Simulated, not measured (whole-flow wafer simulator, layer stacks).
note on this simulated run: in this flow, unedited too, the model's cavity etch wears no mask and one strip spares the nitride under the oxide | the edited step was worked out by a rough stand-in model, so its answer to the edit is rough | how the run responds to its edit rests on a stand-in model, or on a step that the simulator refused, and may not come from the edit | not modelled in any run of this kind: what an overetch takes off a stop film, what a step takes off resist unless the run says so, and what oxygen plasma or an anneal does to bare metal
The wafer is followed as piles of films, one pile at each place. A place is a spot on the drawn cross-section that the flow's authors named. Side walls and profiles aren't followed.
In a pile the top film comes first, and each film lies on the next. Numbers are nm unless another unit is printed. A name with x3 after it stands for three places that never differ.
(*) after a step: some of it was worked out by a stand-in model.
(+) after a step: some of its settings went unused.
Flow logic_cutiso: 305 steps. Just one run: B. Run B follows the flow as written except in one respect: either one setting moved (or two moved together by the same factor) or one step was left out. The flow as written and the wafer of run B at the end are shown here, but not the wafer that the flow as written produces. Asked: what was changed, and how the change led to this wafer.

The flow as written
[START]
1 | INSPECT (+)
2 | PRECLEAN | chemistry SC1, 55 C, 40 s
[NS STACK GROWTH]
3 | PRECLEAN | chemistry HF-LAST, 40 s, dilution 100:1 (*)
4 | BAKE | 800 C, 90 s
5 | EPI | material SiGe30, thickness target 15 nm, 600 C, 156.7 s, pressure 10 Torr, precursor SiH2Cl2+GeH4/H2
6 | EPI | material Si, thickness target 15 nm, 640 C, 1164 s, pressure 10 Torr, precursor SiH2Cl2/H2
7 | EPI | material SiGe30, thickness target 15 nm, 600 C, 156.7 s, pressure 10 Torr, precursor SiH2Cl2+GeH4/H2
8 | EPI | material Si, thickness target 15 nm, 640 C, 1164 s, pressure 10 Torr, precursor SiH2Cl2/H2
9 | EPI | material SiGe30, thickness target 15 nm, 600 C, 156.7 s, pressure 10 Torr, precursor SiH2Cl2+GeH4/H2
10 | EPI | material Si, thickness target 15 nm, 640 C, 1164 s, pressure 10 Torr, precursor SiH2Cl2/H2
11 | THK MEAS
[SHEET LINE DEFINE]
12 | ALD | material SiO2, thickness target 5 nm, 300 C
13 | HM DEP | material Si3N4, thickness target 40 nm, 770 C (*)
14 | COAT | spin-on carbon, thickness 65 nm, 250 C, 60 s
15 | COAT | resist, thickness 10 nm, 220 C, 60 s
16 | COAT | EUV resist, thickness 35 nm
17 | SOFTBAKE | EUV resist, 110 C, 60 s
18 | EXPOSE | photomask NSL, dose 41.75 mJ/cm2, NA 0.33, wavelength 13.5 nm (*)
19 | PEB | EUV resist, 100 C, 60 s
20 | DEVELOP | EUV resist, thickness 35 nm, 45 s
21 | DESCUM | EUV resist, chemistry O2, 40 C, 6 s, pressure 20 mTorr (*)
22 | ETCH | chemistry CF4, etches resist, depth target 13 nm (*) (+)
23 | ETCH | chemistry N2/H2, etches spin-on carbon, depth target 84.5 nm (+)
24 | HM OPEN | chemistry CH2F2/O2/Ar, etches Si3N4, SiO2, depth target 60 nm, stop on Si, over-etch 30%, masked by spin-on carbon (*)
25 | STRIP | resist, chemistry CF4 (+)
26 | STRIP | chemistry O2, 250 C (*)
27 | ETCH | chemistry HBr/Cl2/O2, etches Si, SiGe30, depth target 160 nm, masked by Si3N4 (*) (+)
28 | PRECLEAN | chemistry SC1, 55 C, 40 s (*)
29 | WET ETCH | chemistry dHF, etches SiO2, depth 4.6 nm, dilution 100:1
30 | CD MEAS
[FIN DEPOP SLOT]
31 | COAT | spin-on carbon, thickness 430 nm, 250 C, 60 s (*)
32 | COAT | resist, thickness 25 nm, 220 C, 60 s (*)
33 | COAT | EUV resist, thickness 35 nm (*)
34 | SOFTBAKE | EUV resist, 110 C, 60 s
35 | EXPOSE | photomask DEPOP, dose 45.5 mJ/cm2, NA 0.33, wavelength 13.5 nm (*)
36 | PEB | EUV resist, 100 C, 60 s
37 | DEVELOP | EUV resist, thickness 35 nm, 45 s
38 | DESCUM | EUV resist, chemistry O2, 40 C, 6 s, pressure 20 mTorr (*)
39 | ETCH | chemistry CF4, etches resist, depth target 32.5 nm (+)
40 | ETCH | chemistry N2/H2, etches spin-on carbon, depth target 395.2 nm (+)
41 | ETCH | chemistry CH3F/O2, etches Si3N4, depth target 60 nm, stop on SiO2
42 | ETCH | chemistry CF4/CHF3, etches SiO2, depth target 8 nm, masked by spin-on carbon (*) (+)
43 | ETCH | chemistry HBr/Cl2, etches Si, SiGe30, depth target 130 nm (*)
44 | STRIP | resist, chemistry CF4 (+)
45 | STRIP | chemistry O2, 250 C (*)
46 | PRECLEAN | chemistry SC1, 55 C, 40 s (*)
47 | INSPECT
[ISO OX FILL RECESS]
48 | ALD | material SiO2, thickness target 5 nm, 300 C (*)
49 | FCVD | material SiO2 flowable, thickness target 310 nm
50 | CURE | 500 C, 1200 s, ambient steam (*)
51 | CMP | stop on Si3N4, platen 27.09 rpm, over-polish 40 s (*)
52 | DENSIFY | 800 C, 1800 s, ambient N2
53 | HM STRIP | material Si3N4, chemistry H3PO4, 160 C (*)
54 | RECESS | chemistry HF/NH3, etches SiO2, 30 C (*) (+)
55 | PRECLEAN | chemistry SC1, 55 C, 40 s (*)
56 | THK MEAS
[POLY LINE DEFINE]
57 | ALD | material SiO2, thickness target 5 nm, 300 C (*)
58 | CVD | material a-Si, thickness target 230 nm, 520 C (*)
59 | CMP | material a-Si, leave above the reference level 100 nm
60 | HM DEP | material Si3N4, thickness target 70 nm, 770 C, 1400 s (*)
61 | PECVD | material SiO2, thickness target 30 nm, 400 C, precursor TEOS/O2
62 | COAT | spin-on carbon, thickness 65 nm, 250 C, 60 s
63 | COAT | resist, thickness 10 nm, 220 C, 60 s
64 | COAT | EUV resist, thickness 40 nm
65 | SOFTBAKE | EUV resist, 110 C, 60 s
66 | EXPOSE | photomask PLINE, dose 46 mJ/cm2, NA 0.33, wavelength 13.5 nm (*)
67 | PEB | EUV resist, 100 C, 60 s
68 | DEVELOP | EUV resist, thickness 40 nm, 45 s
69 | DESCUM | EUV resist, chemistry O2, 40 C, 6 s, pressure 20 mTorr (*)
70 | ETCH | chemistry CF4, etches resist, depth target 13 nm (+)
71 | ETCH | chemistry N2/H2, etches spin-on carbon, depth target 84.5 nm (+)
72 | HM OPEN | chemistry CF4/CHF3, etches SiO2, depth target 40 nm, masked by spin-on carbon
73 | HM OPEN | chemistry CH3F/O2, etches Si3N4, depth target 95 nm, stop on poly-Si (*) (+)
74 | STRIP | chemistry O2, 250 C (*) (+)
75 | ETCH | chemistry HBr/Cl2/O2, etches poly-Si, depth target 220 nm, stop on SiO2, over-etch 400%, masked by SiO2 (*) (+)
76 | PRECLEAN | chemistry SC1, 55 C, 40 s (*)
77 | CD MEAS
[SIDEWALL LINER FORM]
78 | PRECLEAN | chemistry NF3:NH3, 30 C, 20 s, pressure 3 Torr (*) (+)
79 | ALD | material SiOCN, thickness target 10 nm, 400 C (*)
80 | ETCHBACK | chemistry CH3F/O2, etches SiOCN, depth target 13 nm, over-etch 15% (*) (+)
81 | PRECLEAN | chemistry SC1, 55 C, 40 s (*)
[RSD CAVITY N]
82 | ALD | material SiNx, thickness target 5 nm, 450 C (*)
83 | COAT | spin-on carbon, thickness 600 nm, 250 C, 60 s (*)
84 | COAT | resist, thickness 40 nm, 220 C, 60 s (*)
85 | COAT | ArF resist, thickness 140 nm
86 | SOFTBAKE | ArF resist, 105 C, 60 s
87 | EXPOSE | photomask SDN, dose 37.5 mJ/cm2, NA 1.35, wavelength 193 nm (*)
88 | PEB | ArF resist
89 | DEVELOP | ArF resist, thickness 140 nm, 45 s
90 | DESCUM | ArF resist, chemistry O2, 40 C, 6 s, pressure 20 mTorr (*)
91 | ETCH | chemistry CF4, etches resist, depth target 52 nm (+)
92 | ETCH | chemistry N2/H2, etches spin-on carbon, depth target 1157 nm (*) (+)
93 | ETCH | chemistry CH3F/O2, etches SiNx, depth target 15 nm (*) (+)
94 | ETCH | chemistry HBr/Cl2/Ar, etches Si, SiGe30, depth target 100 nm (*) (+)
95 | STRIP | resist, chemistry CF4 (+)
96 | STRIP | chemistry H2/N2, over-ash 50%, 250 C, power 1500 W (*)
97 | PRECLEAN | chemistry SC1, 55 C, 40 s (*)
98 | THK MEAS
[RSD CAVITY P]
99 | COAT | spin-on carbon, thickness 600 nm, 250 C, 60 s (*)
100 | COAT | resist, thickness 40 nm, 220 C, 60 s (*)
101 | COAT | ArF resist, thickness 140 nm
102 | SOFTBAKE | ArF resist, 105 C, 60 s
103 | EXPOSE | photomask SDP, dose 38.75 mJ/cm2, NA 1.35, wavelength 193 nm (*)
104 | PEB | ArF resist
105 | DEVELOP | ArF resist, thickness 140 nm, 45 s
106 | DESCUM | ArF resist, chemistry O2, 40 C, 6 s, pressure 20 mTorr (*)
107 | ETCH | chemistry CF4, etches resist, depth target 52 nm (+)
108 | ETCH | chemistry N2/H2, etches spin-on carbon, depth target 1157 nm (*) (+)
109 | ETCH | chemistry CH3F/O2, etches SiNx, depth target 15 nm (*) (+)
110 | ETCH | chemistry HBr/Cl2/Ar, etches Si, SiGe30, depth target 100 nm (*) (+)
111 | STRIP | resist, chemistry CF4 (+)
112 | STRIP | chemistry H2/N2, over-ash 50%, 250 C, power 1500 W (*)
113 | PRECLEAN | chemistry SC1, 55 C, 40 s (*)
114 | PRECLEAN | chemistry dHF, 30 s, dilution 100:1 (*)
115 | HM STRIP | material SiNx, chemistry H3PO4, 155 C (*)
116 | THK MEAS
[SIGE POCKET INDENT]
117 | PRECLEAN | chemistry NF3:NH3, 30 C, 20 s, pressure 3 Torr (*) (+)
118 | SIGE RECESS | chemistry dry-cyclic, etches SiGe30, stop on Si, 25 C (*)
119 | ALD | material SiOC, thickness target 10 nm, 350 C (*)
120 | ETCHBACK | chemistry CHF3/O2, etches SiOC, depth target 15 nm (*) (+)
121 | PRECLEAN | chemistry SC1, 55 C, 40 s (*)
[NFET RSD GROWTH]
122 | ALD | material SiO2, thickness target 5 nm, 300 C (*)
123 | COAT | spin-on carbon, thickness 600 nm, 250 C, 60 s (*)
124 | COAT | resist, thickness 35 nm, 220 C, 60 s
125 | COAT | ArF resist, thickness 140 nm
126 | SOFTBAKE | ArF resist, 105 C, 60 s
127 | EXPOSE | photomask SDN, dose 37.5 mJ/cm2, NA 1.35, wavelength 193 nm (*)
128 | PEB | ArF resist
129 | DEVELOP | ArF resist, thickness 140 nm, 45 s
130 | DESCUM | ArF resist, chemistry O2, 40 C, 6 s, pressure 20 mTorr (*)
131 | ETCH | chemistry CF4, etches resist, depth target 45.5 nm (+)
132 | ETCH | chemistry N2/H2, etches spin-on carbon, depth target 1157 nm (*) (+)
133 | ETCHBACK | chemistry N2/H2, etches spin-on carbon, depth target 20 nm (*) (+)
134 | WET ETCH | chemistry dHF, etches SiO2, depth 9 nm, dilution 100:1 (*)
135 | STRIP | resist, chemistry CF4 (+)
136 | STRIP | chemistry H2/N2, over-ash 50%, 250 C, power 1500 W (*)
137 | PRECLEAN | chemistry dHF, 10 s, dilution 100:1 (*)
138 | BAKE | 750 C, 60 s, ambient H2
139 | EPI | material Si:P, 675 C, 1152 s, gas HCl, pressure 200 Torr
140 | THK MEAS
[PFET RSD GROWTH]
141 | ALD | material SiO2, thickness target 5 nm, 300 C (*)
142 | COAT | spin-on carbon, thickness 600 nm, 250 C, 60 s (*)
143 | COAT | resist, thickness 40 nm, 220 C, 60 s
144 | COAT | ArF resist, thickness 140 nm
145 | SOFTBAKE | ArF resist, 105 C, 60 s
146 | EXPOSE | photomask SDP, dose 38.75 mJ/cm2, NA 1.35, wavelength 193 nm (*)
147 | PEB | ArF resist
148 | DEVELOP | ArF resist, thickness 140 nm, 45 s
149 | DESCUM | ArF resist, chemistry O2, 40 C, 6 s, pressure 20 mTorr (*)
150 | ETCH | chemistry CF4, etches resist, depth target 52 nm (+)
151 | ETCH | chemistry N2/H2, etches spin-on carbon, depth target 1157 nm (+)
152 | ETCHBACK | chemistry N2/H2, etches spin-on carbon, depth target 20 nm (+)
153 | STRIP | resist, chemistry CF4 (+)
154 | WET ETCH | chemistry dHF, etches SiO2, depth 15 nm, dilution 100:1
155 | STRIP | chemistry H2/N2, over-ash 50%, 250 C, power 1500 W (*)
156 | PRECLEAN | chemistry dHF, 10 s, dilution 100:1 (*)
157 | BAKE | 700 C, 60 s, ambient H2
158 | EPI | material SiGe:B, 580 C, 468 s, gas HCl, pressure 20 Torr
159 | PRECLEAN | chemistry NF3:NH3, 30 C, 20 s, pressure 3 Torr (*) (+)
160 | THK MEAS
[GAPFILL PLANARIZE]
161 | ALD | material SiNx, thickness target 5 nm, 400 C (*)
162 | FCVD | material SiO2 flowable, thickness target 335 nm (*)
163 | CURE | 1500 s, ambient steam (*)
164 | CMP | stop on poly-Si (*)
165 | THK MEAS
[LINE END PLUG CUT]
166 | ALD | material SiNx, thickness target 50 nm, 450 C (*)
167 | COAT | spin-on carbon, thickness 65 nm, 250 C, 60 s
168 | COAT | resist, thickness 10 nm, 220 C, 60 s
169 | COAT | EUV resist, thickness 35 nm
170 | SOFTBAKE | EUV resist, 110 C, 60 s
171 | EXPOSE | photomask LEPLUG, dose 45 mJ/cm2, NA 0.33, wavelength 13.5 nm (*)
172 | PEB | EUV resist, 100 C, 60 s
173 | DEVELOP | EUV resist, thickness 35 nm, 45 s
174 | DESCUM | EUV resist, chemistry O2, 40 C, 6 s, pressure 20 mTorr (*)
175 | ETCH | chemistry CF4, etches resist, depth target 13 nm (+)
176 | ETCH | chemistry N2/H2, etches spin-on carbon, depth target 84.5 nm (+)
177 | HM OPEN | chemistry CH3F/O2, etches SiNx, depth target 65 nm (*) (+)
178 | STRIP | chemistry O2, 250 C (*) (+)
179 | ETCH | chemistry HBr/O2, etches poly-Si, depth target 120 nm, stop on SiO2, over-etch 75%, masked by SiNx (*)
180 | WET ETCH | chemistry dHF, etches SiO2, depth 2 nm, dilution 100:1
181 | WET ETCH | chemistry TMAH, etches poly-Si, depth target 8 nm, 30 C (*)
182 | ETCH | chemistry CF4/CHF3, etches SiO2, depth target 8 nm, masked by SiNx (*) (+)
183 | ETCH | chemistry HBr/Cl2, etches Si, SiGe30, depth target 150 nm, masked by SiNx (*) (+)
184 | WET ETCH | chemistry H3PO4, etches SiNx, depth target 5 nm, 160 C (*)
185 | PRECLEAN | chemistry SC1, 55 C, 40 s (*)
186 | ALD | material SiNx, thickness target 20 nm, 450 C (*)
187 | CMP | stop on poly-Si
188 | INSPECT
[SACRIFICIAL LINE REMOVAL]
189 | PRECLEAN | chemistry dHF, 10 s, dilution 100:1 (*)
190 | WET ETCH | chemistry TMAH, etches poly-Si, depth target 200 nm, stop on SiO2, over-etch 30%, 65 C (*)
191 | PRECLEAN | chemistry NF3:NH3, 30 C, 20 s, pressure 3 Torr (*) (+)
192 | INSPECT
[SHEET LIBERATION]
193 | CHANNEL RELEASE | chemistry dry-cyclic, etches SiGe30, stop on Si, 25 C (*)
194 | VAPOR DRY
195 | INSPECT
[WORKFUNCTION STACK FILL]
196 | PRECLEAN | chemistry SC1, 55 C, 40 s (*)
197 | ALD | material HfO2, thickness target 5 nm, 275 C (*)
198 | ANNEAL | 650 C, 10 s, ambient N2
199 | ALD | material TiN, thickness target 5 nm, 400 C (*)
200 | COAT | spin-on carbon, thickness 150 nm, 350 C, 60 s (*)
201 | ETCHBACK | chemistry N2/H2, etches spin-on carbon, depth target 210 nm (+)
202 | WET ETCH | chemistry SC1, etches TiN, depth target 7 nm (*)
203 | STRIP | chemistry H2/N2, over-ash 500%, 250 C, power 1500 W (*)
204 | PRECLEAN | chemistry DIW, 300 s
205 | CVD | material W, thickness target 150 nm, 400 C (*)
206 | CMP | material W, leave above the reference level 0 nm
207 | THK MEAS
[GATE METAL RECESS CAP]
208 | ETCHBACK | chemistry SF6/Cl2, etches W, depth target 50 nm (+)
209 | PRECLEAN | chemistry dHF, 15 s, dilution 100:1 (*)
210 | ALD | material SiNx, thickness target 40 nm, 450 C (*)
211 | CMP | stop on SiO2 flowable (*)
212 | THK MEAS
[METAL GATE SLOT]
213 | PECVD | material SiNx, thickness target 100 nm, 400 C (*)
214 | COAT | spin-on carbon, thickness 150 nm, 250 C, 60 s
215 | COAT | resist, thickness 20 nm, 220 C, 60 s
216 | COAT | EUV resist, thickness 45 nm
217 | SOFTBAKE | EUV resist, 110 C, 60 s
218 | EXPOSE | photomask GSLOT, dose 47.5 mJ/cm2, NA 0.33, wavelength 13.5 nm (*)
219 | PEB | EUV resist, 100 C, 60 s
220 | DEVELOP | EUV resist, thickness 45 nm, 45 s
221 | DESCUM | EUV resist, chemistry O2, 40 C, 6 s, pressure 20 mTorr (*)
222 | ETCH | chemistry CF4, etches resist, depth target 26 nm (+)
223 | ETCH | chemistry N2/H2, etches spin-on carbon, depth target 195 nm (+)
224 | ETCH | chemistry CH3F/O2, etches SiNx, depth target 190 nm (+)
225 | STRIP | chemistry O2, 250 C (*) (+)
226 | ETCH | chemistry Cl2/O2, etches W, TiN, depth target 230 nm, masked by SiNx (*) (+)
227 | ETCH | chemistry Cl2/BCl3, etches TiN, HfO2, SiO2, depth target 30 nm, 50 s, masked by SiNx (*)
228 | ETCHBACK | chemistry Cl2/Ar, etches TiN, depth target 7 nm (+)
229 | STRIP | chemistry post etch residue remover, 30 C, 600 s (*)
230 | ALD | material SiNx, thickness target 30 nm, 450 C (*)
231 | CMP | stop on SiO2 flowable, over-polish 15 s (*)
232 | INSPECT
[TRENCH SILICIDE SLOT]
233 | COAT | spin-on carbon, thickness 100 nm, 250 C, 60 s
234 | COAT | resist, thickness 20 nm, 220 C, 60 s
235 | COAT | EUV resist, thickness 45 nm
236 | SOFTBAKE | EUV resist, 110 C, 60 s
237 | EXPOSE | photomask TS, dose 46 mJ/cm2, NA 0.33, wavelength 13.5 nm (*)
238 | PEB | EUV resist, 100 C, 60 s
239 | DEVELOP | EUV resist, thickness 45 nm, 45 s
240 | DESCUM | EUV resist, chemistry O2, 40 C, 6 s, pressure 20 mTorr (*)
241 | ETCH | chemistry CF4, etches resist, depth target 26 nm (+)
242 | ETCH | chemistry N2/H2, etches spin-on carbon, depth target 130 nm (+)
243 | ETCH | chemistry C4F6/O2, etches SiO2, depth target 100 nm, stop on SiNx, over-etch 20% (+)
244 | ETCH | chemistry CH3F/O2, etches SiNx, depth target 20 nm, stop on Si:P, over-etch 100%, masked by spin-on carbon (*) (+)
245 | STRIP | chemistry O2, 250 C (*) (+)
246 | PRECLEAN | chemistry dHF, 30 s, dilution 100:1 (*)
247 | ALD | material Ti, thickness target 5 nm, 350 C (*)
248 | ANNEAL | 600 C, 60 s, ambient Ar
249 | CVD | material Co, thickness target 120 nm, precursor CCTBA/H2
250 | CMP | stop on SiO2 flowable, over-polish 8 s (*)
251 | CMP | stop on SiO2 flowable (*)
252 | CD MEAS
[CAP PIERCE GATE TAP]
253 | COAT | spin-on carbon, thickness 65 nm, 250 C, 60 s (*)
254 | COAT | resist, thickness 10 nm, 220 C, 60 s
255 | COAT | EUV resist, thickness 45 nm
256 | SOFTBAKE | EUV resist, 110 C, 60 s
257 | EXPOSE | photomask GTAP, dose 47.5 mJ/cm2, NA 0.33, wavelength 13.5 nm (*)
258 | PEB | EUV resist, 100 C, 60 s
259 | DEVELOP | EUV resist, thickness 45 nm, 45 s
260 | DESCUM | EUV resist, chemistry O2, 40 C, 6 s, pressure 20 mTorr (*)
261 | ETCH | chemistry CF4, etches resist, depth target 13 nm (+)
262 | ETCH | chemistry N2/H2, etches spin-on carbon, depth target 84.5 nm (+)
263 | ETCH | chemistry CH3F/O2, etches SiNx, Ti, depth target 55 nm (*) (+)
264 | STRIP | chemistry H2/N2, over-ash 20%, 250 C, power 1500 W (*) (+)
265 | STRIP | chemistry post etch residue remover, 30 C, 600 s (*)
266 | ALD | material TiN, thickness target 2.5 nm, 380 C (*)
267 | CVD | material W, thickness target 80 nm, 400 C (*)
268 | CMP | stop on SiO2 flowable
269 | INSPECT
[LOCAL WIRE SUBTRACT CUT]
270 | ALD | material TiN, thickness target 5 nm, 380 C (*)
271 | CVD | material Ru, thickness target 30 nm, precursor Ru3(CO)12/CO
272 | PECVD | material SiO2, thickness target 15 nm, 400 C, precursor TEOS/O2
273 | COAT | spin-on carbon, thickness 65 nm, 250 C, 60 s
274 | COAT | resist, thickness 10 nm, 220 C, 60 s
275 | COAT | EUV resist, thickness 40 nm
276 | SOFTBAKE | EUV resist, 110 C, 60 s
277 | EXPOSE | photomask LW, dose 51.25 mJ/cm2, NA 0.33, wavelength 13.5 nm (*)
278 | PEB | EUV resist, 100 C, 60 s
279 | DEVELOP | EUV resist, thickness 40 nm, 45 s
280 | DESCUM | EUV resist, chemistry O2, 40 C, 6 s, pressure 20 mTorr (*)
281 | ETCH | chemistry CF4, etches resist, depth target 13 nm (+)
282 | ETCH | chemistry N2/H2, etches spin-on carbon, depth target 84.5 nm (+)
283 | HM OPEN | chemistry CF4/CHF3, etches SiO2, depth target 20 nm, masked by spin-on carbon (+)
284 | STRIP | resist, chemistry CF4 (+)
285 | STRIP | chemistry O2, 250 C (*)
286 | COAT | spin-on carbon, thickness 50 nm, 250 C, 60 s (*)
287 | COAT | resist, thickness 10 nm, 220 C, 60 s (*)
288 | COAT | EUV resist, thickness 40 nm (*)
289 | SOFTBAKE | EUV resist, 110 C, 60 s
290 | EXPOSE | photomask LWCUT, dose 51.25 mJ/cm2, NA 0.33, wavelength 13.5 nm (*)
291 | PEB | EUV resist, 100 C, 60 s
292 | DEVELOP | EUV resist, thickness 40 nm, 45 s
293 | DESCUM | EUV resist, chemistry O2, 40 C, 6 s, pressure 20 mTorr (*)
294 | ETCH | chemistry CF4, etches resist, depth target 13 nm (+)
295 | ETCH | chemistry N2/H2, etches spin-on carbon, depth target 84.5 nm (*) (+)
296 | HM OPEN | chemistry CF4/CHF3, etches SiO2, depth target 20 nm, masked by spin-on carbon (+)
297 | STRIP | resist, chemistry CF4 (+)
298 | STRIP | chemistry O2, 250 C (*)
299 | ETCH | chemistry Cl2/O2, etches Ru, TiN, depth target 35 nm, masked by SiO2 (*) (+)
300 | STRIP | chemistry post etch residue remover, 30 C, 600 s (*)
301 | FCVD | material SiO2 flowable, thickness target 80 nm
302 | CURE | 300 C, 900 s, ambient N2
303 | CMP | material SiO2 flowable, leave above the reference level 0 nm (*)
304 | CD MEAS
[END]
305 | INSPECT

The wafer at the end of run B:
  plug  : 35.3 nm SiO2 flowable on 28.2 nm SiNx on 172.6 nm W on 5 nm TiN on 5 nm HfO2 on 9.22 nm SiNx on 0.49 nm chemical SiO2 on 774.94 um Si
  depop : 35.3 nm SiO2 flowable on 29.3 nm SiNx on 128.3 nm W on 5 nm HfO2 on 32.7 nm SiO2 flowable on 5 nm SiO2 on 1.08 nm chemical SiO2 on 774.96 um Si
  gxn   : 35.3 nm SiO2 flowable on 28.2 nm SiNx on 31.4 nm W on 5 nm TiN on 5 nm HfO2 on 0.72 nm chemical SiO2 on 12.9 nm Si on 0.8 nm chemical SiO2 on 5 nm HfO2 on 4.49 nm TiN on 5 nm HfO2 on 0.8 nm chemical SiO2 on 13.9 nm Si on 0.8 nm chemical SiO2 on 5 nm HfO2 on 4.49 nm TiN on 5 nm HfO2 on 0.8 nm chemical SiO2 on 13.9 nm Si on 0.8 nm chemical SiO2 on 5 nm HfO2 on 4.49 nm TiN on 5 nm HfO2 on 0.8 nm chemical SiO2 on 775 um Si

Cause: step 186, ALD: thickness target 11 nm was run, while the flow as written has thickness target 20 nm.

How this came from the change, step by step:
  186 | ALD | material SiNx, thickness target 20 nm, 450 C (*)
      depop, dpovl, gfld and 18 more: +11 SiNx (it would be, as written: +20 SiNx)
      plug: +11 SiNx (new film) (it would be, as written: +284.2 SiNx (new film))
  187 | CMP | stop on poly-Si
      plug: nothing (it would be, as written: -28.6 SiNx)
      depop, dpovl, gfld and 18 more: -19.6 SiNx (all of it) (it would be, as written: -28.6 SiNx (all of it))
  200 | COAT | spin-on carbon, thickness 150 nm, 350 C, 60 s (*)
      lnr, lnrp: +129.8 spin-on carbon (new film) (it would be, as written: +133.9 spin-on carbon (new film))
      iso: +142 spin-on carbon (new film) (it would be, as written: +145.4 spin-on carbon (new film))
      (and at 7 other places as well)
  201 | ETCHBACK | chemistry N2/H2, etches spin-on carbon, depth target 210 nm (+)
      plug: -210 spin-on carbon (it would be, as written: -134.1 spin-on carbon (all of it))
      lnr, lnrp: -129.8 spin-on carbon (all of it) (it would be, as written: -133.9 spin-on carbon (all of it))
      (and at 7 other places as well)
  202 | WET ETCH | chemistry SC1, etches TiN, depth target 7 nm (*)
      plug: -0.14 spin-on carbon (it would be, as written: -5 TiN (all of it))
  203 | STRIP | chemistry H2/N2, over-ash 500%, 250 C, power 1500 W (*)
      plug: -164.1 spin-on carbon (all of it) (it would be, as written: nothing)
      gxn, gxp: -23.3 spin-on carbon (all of it) (it would be, as written: -26.8 spin-on carbon (all of it))
      (and at 5 other places as well)
  205 | CVD | material W, thickness target 150 nm, 400 C (*)
      plug: +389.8 W (new film) (it would be, as written: +150.2 W (new film))
  206 | CMP | material W, leave above the reference level 0 nm
      plug: -167.2 W (it would be, as written: -150.2 W (all of it), -5 HfO2 (all of it), -12 SiNx)
  208 | ETCHBACK | chemistry SF6/Cl2, etches W, depth target 50 nm (+)
      plug: -50 W (it would be, as written: -12.5 SiNx)
  210 | ALD | material SiNx, thickness target 40 nm, 450 C (*)
      plug: +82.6 SiNx (new film) (it would be, as written: +42.5 SiNx)
  211 | CMP | stop on SiO2 flowable (*)
      plug: -43.2 SiNx (it would be, as written: -40.3 SiNx)
Taking metal films that touch as one body, plug has 1 body; the flow as written gives 0 bodies.
